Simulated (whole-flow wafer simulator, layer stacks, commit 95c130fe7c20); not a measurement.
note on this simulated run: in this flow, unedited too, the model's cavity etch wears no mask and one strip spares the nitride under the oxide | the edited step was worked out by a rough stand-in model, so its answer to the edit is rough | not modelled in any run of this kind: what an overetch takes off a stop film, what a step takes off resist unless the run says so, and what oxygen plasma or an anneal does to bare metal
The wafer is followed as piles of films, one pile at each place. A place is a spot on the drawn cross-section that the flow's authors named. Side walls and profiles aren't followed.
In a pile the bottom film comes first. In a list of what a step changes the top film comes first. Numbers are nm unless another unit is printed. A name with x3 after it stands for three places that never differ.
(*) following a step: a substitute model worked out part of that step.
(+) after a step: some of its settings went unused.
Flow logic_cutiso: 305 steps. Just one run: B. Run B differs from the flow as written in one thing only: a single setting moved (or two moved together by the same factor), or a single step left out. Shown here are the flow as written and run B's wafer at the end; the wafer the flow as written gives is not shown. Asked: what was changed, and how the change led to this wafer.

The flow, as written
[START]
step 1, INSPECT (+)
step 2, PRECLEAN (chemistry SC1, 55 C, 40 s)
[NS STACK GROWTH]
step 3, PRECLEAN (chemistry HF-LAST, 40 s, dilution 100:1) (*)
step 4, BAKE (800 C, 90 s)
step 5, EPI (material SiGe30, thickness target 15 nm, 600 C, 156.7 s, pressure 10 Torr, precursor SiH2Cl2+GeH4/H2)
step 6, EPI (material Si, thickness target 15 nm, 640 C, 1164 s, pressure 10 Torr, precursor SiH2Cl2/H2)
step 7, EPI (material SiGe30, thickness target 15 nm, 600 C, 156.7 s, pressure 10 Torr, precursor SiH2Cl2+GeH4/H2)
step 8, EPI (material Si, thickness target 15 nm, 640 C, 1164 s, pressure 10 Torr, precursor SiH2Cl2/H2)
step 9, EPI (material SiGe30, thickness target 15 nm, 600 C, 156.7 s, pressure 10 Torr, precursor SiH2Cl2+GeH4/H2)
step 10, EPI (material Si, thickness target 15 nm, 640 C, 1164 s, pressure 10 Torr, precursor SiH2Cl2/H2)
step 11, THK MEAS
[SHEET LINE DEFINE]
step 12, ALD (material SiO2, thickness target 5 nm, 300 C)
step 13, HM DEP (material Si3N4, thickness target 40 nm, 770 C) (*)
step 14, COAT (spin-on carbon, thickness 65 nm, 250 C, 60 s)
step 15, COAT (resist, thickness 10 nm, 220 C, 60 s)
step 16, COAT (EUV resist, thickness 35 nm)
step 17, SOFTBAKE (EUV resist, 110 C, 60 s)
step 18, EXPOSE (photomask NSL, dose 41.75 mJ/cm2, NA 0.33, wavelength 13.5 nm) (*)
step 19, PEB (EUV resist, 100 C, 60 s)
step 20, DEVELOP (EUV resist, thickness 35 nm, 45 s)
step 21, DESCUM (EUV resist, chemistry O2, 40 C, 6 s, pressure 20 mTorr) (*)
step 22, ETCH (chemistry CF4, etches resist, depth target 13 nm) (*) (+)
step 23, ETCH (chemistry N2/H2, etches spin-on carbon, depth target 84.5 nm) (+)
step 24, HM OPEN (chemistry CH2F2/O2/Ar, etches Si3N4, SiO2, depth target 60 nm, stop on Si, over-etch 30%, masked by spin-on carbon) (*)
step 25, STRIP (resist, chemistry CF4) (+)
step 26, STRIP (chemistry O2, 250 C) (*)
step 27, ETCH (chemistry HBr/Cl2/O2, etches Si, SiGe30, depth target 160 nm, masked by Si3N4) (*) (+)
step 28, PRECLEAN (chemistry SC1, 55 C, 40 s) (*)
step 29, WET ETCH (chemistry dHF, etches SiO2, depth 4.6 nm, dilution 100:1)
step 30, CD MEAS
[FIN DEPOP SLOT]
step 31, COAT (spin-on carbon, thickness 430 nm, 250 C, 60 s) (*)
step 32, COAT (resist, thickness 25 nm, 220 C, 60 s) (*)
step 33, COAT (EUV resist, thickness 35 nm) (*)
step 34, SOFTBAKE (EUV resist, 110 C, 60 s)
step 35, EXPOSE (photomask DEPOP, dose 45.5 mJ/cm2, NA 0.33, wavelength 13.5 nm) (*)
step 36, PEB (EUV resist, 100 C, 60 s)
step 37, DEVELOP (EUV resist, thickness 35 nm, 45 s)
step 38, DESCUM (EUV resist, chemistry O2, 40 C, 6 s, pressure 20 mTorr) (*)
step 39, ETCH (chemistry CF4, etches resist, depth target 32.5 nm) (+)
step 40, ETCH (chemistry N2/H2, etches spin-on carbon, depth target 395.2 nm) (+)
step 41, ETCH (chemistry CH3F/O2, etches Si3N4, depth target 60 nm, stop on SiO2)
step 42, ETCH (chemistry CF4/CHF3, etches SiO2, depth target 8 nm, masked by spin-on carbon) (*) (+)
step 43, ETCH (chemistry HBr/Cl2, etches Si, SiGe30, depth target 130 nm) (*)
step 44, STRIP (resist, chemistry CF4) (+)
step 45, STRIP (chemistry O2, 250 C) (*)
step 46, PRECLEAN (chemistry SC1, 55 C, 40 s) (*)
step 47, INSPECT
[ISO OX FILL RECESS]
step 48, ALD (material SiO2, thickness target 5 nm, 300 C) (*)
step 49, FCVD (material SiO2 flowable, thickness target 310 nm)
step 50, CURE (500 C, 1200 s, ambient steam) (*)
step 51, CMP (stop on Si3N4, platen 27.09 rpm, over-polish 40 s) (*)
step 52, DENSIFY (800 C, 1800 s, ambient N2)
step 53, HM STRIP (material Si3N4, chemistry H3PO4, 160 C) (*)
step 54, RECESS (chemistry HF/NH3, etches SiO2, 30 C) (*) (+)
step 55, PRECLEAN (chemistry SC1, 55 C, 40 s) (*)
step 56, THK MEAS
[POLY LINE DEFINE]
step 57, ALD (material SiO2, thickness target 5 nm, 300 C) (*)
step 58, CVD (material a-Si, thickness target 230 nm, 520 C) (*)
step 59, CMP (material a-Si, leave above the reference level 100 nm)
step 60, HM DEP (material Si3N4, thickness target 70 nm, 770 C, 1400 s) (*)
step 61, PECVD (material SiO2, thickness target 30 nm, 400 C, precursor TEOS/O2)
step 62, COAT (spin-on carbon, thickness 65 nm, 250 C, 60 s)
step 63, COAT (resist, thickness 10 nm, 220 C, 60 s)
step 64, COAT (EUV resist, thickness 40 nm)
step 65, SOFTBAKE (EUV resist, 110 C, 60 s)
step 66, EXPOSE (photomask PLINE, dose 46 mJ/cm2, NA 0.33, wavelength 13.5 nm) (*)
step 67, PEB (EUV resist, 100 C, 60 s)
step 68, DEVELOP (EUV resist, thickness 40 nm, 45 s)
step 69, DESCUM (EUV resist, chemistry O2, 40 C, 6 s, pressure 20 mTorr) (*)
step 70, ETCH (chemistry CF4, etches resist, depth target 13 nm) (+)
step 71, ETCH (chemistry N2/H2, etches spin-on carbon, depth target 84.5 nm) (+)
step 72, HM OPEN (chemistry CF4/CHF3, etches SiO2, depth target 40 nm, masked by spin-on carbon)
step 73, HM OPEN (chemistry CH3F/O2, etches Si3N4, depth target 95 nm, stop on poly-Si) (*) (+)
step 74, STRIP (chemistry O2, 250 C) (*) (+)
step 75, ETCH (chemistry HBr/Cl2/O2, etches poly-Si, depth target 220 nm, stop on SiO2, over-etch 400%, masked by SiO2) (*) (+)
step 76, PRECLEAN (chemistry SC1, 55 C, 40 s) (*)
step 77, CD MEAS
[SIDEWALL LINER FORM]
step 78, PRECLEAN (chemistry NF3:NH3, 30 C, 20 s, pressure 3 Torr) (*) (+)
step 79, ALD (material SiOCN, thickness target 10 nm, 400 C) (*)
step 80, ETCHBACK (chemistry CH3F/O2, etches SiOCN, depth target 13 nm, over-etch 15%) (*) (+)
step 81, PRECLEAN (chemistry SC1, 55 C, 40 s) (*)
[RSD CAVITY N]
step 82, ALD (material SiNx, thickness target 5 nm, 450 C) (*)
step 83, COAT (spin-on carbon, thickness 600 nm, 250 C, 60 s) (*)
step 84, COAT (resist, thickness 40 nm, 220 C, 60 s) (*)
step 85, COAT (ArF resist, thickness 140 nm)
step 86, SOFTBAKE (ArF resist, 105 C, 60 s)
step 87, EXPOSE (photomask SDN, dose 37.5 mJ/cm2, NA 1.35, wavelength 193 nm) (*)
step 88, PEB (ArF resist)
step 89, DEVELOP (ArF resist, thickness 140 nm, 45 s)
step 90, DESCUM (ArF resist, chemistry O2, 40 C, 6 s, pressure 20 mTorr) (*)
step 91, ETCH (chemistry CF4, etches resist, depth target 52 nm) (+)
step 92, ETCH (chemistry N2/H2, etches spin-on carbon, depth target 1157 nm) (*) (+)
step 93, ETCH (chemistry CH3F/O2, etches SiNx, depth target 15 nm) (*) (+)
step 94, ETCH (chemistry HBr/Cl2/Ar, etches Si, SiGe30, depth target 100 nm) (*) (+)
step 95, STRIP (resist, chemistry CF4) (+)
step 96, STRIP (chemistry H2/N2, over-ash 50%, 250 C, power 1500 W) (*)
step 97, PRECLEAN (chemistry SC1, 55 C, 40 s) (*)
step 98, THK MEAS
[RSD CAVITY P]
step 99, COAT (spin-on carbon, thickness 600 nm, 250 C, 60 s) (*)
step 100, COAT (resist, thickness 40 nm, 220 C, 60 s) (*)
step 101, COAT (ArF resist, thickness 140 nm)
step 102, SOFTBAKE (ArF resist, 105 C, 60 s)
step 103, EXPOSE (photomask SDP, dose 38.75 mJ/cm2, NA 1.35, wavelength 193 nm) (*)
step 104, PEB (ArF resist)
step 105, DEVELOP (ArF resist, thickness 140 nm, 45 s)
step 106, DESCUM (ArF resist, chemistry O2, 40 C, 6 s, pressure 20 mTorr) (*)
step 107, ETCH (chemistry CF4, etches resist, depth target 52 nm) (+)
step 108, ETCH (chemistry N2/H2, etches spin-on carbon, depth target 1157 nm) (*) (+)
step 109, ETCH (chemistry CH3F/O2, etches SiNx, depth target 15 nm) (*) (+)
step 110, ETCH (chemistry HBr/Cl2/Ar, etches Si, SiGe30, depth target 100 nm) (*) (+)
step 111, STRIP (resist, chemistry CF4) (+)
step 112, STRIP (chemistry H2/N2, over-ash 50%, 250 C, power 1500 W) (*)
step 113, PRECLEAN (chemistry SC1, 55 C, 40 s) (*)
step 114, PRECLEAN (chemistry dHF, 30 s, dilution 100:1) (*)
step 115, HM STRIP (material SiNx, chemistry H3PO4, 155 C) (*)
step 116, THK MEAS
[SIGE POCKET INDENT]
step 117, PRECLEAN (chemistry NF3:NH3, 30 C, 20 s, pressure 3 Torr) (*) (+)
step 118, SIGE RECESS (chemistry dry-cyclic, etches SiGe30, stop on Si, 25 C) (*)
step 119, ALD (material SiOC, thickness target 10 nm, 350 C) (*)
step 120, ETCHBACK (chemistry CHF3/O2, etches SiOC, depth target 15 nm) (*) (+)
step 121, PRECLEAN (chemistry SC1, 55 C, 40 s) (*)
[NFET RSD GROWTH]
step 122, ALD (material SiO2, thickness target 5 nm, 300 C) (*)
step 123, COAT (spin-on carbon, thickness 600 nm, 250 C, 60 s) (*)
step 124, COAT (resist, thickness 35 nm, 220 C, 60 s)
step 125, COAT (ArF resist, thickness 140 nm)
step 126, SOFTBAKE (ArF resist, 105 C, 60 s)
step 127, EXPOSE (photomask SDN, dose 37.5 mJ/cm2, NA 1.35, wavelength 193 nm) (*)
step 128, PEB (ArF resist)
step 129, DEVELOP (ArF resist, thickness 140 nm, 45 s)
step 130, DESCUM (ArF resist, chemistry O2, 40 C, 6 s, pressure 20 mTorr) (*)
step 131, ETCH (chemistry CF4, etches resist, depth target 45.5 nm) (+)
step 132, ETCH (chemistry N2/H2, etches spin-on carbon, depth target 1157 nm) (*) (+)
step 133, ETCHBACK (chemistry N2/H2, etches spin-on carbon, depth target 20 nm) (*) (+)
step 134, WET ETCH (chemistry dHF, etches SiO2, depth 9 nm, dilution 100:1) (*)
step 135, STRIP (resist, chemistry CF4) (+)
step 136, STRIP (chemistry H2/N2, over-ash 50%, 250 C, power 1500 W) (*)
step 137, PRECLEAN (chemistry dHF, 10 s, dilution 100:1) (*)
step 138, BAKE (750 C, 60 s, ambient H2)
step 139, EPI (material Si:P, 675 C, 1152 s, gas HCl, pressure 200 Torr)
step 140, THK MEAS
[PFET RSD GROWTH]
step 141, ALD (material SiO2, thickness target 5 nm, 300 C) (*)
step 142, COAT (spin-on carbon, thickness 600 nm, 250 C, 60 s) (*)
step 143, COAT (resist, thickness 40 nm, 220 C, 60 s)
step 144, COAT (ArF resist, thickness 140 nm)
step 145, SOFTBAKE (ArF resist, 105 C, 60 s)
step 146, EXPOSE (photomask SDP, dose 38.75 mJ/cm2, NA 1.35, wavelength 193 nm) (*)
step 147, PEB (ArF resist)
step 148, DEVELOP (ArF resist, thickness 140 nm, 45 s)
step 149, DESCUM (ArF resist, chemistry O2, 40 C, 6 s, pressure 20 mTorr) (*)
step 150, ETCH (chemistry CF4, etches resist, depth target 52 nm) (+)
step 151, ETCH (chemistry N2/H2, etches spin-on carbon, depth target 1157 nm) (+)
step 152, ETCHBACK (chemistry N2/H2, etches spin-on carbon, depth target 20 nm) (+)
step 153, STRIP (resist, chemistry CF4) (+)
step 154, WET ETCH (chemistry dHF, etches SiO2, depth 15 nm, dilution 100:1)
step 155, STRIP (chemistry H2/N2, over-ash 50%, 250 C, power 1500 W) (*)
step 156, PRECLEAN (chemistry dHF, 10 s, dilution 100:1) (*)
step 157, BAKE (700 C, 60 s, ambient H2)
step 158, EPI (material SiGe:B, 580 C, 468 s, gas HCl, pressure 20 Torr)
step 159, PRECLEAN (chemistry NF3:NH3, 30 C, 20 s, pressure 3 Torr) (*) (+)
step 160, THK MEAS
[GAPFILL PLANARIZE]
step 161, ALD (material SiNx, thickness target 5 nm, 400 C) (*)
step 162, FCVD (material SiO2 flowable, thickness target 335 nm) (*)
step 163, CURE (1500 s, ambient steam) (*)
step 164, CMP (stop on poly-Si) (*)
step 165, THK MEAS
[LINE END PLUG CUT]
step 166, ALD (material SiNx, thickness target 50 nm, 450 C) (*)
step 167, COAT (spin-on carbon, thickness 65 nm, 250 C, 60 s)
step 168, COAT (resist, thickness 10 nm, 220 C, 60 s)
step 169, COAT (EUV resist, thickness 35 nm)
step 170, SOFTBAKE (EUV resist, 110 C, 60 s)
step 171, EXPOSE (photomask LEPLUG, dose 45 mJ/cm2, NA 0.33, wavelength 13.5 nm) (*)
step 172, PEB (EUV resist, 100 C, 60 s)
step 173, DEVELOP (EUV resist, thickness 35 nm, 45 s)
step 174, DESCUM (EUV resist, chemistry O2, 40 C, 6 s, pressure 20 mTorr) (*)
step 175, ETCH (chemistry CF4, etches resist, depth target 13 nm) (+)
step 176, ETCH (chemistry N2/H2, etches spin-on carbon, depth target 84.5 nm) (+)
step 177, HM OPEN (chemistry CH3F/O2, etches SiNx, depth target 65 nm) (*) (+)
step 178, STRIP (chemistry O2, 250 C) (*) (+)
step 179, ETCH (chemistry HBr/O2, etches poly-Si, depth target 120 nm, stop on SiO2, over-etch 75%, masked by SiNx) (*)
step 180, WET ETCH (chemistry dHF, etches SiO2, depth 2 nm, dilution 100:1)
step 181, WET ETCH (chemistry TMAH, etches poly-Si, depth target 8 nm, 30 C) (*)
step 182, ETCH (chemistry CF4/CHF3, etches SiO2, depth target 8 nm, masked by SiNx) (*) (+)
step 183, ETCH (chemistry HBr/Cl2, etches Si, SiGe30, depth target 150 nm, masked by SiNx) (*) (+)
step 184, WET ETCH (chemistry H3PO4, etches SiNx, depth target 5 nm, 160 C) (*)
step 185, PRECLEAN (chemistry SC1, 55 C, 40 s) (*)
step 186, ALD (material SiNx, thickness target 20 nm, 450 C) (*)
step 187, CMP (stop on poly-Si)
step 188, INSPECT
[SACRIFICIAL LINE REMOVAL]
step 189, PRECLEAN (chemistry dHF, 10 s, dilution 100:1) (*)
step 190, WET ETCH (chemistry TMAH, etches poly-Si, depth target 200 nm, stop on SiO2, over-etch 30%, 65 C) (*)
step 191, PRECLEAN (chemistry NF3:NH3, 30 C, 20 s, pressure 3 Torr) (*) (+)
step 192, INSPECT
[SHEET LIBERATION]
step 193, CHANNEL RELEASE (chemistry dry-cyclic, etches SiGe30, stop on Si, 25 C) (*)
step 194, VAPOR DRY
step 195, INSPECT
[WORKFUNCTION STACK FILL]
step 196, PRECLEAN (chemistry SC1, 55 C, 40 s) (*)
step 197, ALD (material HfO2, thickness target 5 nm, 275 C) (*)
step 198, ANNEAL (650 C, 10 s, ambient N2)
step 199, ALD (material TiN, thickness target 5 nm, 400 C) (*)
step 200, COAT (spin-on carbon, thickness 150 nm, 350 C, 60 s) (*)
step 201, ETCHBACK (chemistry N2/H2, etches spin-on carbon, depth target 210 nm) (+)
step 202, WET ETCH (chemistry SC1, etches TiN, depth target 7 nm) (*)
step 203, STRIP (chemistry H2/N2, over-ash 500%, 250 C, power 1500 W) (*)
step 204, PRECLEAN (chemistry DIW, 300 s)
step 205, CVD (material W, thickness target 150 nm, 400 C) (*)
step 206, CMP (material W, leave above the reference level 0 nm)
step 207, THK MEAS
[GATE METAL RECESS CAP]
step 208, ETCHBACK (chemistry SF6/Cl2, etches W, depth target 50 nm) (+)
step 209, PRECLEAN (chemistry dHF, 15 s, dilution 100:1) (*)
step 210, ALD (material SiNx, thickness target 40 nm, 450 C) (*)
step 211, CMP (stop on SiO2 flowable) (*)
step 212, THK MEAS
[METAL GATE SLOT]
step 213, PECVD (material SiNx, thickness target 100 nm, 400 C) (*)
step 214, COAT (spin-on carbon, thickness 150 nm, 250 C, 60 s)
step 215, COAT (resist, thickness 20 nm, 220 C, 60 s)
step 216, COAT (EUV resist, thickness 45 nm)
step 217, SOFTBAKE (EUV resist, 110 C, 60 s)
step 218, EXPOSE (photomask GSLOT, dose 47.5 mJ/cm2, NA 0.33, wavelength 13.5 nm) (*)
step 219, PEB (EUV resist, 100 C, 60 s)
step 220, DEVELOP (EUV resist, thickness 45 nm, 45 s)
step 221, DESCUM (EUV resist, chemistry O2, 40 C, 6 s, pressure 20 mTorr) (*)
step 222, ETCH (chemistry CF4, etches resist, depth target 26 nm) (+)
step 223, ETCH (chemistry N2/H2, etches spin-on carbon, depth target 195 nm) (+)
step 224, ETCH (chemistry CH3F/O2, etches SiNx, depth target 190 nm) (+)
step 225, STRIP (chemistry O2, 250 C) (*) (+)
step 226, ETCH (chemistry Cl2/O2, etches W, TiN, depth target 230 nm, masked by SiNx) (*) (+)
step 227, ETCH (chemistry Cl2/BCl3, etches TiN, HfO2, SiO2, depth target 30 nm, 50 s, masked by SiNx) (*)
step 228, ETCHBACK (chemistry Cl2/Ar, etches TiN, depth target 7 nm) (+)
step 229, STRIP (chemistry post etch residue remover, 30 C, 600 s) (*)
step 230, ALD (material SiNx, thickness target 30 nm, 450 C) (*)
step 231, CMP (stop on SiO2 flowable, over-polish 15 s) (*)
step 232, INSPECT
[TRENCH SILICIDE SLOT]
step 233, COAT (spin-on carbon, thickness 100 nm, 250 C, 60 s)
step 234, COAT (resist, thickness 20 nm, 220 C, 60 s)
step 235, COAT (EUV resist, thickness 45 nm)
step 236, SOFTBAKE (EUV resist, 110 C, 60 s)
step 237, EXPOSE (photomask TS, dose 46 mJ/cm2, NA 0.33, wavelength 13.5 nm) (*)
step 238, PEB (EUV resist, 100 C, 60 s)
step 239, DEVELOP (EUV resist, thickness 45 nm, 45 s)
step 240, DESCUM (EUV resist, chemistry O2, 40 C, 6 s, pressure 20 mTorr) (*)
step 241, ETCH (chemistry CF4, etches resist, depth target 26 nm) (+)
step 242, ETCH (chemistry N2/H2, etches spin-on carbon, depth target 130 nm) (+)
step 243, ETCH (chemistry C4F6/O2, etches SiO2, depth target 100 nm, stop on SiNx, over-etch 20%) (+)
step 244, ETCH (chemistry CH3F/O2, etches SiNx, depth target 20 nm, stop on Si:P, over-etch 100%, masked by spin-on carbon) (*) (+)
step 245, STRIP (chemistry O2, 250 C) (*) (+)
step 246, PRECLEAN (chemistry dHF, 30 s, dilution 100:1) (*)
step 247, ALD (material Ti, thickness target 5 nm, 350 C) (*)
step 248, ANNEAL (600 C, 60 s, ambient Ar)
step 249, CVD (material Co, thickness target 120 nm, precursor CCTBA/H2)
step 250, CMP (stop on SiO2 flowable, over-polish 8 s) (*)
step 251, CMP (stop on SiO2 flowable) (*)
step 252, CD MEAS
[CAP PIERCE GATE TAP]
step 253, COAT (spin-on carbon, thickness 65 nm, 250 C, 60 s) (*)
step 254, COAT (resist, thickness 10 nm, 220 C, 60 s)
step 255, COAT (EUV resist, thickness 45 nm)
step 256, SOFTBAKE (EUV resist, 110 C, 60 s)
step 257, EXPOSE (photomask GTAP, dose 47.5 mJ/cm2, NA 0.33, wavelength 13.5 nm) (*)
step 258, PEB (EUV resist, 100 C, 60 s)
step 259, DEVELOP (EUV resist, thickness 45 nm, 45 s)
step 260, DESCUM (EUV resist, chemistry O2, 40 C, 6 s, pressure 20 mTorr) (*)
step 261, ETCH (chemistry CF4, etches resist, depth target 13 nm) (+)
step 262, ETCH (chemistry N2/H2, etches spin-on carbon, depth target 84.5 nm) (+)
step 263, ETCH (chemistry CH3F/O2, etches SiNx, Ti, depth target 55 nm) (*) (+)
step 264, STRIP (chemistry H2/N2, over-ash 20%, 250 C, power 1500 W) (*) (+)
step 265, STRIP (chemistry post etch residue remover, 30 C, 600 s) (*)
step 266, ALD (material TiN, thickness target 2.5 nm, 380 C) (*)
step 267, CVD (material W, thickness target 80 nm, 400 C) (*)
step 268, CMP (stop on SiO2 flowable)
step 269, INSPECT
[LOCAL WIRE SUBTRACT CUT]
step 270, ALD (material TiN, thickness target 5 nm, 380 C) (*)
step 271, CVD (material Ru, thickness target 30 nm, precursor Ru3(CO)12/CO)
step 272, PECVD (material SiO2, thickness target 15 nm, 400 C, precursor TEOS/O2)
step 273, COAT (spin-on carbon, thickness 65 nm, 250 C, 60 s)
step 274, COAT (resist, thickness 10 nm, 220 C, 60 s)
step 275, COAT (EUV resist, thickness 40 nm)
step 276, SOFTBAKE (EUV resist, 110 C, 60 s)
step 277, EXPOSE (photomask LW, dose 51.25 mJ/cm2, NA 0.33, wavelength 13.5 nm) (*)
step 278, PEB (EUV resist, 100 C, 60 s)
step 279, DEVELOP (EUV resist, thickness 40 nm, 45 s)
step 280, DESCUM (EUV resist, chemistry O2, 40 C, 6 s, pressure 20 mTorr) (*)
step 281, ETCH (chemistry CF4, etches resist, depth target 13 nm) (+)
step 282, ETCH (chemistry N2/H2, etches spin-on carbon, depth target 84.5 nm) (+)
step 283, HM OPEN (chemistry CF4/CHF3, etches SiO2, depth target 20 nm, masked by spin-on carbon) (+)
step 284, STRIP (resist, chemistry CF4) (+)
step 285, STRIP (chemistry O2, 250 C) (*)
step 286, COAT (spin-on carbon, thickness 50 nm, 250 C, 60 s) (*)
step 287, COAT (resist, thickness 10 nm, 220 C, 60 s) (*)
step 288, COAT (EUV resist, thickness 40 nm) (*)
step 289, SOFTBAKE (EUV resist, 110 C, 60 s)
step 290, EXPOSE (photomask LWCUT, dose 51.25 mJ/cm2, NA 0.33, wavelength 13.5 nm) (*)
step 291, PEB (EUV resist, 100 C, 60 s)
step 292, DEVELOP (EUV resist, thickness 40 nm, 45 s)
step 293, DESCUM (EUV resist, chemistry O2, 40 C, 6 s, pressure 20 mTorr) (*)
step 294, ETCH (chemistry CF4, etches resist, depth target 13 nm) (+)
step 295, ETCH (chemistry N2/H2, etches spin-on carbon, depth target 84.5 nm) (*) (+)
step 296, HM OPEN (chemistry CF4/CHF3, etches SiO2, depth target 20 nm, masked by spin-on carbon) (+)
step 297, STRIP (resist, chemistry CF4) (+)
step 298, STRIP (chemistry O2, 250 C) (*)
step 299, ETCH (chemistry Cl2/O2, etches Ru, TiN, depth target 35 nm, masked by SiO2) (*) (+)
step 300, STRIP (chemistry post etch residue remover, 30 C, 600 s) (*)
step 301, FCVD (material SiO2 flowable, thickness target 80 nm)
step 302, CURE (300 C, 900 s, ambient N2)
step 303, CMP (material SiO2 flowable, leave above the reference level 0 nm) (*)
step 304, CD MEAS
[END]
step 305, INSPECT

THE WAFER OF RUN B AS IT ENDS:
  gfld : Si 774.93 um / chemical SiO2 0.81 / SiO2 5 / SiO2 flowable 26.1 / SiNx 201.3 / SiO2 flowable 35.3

What caused this: step 227, ETCH: depth target 42.8 nm was run, though the flow has depth target 30 nm; step 227, ETCH: 71.2 s was run, where the flow has 50 s.

Step by step, how the change led to this:
  step 227, ETCH (chemistry Cl2/BCl3, etches TiN, HfO2, SiO2, depth target 30 nm, 50 s, masked by SiNx) (*)
      depop, dpovl, gl and 18 more: -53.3 SiNx (as written it would have been: -37.4 SiNx)
      gfld: -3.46 HfO2 (all of it), -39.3 SiO2 flowable (as written it would have been: -3.46 HfO2 (all of it), -26.5 SiO2 flowable)
  step 231, CMP (stop on SiO2 flowable, over-polish 15 s) (*)
      depop, dpovl, gl and 9 more: -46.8 SiNx (as written it would have been: -62.7 SiNx)
      lnr, lnri, lnrp, lnrt: -45.1 SiNx (all of it), -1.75 SiOCN (as written it would have been: -61 SiNx (all of it), -1.75 SiOCN)
      (as well as at 6 more places)
